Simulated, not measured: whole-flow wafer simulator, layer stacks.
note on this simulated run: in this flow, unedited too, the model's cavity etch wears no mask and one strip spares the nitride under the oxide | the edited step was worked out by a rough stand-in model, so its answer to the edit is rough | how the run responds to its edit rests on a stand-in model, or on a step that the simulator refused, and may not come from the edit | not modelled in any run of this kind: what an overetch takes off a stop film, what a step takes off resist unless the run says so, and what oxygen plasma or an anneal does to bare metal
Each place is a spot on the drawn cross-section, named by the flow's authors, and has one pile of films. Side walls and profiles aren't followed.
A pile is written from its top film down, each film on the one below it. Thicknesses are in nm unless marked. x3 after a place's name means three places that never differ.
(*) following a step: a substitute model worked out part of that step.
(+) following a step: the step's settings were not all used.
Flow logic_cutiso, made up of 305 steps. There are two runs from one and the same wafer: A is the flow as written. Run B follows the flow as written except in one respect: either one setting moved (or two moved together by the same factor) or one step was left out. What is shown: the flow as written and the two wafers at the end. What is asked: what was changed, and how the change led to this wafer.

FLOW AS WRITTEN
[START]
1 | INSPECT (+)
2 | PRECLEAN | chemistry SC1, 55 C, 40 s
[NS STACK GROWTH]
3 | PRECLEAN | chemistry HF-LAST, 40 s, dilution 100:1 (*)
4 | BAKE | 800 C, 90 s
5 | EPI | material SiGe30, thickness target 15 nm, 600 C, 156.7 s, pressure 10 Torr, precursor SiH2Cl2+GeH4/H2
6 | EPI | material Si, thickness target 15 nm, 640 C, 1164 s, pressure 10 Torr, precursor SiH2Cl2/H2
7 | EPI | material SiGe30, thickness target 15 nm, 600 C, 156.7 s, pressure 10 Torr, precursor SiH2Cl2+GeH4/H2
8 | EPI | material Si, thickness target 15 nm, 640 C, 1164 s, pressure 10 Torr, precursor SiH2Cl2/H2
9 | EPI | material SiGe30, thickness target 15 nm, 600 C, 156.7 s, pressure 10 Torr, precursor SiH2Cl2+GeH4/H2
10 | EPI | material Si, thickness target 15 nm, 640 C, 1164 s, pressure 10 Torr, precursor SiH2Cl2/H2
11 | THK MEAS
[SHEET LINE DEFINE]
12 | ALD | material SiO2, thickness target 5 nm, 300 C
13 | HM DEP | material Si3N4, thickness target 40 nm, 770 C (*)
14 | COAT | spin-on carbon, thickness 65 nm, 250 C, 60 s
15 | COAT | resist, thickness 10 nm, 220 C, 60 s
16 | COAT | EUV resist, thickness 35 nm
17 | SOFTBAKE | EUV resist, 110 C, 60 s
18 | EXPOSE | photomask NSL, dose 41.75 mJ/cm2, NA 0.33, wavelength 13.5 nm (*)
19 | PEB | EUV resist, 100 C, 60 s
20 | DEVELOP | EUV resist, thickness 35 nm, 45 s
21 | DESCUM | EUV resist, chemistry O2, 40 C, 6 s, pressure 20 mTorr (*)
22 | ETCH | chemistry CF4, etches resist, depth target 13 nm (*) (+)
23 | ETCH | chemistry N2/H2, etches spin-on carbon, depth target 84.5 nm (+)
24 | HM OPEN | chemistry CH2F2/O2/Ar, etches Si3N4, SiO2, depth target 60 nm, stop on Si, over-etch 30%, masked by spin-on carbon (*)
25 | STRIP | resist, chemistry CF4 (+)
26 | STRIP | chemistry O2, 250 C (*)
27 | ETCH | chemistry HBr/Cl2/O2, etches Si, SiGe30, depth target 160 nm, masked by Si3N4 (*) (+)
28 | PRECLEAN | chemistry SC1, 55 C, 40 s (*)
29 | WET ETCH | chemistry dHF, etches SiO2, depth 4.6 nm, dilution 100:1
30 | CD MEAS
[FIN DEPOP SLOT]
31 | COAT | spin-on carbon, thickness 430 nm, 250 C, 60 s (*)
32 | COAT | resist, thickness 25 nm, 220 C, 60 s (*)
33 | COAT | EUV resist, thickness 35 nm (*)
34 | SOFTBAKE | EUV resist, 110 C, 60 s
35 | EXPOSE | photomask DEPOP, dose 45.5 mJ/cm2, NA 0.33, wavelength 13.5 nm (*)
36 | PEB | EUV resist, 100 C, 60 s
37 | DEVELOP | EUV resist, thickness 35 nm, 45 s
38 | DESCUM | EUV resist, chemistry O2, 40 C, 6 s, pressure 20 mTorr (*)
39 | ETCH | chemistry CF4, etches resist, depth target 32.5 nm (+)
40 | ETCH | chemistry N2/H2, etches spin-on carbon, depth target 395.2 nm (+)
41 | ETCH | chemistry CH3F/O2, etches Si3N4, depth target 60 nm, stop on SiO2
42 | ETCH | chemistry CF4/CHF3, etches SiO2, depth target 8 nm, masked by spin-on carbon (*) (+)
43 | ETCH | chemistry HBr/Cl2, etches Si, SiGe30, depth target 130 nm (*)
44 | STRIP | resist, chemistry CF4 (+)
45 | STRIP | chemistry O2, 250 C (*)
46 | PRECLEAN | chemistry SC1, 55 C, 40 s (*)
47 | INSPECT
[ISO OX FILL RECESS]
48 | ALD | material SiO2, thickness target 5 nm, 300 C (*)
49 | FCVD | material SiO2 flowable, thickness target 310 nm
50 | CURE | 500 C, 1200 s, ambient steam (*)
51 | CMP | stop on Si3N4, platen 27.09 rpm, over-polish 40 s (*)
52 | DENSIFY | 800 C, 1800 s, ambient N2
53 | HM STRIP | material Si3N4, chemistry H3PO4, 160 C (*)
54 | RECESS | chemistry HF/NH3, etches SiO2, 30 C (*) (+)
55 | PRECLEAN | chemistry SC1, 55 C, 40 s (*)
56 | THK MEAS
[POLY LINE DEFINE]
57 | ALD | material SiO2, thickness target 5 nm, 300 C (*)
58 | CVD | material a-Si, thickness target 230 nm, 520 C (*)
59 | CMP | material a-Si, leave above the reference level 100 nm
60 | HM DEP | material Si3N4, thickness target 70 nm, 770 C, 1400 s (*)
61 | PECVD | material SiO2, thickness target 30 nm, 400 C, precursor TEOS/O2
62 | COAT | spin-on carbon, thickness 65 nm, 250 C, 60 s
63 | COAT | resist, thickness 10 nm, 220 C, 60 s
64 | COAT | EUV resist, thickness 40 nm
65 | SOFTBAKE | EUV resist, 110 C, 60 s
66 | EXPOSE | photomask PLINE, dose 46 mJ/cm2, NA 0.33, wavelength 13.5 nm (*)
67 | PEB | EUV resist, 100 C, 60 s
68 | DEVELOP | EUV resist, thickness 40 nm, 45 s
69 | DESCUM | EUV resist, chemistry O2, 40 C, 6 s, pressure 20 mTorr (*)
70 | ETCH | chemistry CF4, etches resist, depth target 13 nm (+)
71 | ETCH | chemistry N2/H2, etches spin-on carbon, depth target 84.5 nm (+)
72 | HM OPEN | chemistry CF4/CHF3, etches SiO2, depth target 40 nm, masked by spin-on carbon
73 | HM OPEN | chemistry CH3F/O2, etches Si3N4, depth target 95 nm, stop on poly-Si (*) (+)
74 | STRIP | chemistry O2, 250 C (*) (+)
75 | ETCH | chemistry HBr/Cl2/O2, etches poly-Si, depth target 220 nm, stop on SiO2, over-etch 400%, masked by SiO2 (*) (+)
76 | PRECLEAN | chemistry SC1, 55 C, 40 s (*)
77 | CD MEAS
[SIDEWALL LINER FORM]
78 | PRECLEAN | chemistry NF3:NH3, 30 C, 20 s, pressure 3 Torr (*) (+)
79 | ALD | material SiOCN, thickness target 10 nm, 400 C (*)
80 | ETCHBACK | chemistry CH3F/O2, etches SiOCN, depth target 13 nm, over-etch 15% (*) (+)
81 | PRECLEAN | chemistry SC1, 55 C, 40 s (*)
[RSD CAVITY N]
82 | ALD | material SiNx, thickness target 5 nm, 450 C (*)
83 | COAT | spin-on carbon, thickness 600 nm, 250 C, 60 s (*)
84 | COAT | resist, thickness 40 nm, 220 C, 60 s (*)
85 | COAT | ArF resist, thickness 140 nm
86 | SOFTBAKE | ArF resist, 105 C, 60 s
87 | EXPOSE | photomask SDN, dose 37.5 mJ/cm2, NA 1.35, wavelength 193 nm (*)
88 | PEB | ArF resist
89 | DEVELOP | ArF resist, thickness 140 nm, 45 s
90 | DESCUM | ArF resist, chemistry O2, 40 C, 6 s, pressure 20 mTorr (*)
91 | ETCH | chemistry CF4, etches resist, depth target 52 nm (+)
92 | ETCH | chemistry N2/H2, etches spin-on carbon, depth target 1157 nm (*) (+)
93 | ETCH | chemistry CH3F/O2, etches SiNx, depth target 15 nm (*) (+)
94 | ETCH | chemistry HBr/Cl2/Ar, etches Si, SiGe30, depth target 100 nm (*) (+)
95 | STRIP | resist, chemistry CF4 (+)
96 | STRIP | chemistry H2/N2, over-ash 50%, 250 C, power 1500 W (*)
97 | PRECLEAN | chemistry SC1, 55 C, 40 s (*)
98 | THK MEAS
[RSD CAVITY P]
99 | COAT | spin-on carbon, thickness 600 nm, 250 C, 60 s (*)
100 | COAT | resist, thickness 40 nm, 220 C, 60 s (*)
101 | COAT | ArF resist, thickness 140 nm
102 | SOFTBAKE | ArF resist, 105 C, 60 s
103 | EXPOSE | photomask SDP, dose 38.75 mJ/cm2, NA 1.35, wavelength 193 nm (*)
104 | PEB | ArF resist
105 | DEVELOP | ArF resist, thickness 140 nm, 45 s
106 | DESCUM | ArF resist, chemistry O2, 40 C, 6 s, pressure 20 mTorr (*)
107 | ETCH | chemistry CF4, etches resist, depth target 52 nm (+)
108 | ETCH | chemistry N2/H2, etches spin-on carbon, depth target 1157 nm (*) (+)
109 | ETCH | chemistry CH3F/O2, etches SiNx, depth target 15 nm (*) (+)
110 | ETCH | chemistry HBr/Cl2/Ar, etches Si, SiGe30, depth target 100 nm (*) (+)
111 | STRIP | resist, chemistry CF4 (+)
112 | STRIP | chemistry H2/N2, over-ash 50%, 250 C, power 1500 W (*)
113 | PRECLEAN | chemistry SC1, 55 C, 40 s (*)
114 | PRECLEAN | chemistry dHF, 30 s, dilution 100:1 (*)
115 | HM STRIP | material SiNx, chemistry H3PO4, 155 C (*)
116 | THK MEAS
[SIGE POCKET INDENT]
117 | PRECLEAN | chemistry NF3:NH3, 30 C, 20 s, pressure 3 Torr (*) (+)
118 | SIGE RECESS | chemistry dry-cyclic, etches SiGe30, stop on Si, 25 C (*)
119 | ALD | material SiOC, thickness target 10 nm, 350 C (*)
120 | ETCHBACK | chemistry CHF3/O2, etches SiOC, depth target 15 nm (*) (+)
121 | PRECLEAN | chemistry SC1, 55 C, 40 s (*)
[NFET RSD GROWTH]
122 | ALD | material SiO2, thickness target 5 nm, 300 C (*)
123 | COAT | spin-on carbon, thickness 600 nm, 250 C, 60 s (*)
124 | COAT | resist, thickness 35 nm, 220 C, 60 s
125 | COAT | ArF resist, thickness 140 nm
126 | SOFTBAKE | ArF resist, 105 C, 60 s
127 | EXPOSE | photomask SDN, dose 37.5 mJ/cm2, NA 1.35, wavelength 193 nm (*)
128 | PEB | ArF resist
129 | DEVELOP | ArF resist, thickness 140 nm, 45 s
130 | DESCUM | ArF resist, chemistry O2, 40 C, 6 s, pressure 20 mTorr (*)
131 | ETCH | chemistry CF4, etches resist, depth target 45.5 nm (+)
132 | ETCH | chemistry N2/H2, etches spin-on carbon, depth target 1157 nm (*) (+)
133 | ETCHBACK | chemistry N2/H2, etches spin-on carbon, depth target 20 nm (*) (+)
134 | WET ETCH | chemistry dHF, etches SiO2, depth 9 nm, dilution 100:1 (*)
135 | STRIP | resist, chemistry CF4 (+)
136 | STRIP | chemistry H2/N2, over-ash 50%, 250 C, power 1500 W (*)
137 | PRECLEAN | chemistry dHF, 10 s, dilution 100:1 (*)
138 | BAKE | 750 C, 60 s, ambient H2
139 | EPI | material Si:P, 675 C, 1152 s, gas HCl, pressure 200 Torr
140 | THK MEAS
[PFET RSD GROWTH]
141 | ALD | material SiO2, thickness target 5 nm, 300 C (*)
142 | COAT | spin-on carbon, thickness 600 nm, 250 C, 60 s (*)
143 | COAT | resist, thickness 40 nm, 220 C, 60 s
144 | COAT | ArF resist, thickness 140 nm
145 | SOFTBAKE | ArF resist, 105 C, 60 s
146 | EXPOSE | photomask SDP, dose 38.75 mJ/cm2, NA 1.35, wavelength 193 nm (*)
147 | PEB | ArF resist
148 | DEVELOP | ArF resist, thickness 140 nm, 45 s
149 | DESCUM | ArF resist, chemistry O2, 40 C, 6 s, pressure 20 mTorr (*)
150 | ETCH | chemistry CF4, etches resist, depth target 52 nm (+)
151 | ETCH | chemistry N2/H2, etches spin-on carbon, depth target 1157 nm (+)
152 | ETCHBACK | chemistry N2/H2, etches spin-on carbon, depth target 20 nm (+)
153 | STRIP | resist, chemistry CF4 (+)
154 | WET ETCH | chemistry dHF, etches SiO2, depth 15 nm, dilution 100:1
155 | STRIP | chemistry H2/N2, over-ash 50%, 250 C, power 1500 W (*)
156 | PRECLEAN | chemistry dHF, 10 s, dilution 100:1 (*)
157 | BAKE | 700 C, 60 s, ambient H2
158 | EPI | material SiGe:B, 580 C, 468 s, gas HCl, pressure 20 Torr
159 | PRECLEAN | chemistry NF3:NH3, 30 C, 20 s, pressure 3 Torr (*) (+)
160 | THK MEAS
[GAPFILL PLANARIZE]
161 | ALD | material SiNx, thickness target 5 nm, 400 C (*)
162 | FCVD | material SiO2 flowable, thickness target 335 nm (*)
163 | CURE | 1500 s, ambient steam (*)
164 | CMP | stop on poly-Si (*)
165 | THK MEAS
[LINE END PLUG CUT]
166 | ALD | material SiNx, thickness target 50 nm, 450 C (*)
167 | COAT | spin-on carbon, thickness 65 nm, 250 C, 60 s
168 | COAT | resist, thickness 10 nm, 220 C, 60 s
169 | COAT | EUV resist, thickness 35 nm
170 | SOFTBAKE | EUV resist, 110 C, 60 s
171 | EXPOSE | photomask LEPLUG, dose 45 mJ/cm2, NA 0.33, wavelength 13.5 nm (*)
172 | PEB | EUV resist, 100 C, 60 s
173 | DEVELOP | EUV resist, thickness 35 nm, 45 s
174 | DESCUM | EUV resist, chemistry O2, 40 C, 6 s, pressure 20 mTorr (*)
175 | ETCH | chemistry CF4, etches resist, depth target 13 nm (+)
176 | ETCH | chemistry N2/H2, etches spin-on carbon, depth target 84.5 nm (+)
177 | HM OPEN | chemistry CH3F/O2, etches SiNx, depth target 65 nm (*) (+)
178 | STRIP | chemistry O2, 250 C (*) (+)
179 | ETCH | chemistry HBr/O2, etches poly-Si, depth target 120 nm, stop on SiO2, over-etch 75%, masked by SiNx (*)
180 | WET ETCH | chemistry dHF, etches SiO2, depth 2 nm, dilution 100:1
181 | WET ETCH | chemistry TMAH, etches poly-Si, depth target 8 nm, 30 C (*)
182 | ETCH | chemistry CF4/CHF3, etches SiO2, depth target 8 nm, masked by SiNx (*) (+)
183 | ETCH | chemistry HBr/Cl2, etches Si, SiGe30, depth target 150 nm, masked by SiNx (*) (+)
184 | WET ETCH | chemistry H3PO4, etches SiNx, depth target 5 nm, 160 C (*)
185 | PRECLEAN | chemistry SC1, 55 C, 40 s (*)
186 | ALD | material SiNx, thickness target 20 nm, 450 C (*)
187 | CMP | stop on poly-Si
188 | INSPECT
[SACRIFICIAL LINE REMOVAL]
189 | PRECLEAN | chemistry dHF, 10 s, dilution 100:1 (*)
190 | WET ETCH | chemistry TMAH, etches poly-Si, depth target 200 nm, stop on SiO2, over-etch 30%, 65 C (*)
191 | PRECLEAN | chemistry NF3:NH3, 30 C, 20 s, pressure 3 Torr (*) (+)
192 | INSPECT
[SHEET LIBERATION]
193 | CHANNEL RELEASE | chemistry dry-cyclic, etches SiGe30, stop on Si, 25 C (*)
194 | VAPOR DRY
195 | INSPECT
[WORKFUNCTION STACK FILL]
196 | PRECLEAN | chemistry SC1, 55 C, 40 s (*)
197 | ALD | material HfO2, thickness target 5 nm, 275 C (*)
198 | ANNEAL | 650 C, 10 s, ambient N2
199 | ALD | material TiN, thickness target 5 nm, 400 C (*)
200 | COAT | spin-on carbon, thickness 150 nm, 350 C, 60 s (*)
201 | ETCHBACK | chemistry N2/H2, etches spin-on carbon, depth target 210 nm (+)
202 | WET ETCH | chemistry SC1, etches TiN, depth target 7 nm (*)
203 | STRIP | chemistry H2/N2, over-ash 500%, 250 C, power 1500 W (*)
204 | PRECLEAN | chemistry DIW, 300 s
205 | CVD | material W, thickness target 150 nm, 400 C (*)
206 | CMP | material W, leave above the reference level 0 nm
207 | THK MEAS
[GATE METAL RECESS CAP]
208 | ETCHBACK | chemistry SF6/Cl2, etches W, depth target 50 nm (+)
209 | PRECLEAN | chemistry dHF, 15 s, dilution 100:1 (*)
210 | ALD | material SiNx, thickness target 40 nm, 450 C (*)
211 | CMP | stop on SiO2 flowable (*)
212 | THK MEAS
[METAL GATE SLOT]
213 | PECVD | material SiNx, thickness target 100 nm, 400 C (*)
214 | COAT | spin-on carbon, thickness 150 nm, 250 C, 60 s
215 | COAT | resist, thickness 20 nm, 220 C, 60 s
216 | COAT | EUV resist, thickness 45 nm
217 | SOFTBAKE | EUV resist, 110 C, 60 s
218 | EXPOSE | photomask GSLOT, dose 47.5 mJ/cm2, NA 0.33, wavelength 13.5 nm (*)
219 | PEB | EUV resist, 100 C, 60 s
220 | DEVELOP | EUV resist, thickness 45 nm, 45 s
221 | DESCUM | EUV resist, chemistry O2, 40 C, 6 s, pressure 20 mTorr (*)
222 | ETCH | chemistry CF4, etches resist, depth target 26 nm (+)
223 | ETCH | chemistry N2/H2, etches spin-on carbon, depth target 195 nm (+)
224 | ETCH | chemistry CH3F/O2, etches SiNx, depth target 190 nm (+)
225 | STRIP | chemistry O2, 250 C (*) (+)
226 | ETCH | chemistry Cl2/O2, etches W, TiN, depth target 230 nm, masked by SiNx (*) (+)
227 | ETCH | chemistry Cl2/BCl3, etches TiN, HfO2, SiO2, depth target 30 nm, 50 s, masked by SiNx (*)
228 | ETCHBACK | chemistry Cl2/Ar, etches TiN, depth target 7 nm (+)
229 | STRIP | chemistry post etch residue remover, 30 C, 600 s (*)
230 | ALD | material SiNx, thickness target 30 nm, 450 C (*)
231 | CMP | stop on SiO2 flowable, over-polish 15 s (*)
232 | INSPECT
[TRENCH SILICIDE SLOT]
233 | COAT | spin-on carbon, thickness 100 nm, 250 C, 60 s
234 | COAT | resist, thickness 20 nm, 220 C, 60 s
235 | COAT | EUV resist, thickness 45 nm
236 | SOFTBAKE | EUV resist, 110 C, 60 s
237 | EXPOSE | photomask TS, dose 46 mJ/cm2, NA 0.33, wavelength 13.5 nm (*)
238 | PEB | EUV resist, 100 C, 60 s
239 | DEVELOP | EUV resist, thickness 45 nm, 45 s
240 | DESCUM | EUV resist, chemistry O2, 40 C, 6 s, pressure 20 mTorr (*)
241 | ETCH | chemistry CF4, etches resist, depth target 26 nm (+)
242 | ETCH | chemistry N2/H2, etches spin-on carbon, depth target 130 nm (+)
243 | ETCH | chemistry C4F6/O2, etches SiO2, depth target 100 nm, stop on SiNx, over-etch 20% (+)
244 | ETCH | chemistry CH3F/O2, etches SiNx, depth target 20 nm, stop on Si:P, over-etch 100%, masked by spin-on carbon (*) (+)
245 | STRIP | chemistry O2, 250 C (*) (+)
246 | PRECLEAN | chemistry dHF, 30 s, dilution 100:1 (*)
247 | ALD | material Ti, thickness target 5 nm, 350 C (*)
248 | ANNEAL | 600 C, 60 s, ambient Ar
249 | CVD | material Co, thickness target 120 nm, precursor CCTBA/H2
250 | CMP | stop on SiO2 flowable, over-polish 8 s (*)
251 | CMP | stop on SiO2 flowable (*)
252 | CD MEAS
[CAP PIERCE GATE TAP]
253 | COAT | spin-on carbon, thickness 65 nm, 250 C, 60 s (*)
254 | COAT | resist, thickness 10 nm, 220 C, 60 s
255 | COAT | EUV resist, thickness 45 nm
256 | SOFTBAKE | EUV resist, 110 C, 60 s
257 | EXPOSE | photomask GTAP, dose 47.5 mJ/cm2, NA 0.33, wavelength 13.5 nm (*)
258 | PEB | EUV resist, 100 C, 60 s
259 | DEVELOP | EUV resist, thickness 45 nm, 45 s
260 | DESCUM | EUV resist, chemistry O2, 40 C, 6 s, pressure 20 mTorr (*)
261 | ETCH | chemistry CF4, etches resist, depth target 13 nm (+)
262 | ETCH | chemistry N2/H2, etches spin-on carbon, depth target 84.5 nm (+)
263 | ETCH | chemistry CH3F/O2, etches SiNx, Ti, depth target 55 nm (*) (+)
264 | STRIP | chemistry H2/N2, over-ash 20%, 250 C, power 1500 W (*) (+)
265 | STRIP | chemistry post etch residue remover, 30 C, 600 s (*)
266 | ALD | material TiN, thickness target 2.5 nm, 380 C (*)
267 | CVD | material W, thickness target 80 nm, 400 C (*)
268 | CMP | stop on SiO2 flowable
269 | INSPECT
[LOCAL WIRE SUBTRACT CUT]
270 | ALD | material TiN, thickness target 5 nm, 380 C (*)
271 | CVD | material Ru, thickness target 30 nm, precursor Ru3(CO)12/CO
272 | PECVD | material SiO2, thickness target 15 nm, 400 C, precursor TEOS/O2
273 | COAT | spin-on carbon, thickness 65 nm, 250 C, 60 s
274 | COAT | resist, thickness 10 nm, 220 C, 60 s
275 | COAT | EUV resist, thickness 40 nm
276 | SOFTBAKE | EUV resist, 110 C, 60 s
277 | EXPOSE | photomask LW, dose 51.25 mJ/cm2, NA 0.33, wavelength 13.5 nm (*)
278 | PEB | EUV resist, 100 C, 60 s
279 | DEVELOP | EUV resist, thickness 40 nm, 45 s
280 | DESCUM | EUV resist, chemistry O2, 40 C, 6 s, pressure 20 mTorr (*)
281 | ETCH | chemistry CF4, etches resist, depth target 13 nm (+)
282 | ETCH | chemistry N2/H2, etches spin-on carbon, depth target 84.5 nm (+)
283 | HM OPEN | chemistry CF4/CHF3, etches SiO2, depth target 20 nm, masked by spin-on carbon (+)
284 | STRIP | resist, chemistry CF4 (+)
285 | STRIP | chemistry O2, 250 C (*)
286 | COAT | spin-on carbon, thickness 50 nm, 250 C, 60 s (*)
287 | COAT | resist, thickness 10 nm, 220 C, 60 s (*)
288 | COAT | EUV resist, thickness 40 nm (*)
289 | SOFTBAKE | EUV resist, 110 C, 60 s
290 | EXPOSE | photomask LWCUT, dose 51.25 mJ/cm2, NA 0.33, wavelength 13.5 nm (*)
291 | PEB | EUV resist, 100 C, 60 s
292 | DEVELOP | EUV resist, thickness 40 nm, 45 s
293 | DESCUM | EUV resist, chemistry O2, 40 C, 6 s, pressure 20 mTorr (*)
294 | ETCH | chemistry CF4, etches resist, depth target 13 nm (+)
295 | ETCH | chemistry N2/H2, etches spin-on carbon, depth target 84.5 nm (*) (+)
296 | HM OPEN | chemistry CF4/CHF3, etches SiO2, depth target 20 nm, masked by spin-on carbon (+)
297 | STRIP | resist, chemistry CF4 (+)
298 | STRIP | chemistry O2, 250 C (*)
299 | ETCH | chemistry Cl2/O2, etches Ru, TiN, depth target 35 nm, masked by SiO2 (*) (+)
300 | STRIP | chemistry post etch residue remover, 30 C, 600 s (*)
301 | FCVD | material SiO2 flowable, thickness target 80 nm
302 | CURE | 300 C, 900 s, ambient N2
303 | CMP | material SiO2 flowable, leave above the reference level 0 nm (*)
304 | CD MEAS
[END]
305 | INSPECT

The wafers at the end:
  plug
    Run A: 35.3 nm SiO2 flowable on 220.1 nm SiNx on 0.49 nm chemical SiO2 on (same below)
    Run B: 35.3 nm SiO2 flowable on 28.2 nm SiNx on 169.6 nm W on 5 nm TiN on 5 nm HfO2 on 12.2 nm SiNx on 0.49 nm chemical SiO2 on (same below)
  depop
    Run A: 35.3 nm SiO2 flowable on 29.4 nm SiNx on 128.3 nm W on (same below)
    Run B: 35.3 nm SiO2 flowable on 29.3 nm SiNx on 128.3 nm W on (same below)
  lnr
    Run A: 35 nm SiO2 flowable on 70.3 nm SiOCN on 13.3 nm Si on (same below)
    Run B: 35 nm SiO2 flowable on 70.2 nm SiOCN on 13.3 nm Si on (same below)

What caused this: step 186, ALD: thickness target 14 nm was run, while the flow as written has thickness target 20 nm.

The path from the change to this, step by step:
  186 | ALD | material SiNx, thickness target 20 nm, 450 C (*)
      depop, dpovl, gfld and 18 more: A +20 SiNx | B +14 SiNx
      plug: A +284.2 SiNx (new film) | B +14 SiNx (new film)
  187 | CMP | stop on poly-Si
      plug: A -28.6 SiNx | B nothing
      depop, dpovl, gfld and 18 more: A -28.6 SiNx (all of it) | B -22.6 SiNx (all of it)
  200 | COAT | spin-on carbon, thickness 150 nm, 350 C, 60 s (*)
      lnr, lnrp: A +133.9 spin-on carbon (new film) | B +129.8 spin-on carbon (new film)
      iso: A +145.4 spin-on carbon (new film) | B +142 spin-on carbon (new film)
      (as well as at 7 more places)
  201 | ETCHBACK | chemistry N2/H2, etches spin-on carbon, depth target 210 nm (+)
      plug: A -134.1 spin-on carbon (all of it) | B -210 spin-on carbon
      lnr, lnrp: A -133.9 spin-on carbon (all of it) | B -129.8 spin-on carbon (all of it)
      (as well as at 7 more places)
  202 | WET ETCH | chemistry SC1, etches TiN, depth target 7 nm (*)
      plug: A -5 TiN (all of it) | B -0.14 spin-on carbon
  203 | STRIP | chemistry H2/N2, over-ash 500%, 250 C, power 1500 W (*)
      plug: A nothing | B -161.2 spin-on carbon (all of it)
      gxn, gxp: A -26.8 spin-on carbon (all of it) | B -23.3 spin-on carbon (all of it)
      (as well as at 5 more places)
  205 | CVD | material W, thickness target 150 nm, 400 C (*)
      plug: A +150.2 W (new film) | B +386.8 W (new film)
  206 | CMP | material W, leave above the reference level 0 nm
      plug: A -150.2 W (all of it), -5 HfO2 (all of it), -12 SiNx | B -167.2 W
  208 | ETCHBACK | chemistry SF6/Cl2, etches W, depth target 50 nm (+)
      plug: A -12.5 SiNx | B -50 W
  210 | ALD | material SiNx, thickness target 40 nm, 450 C (*)
      plug: A +42.5 SiNx | B +82.6 SiNx (new film)
  211 | CMP | stop on SiO2 flowable (*)
      plug: A -40.3 SiNx | B -43.2 SiNx
If metal films that touch count as one body, plug has 1 body; the flow as written gives 0 bodies.
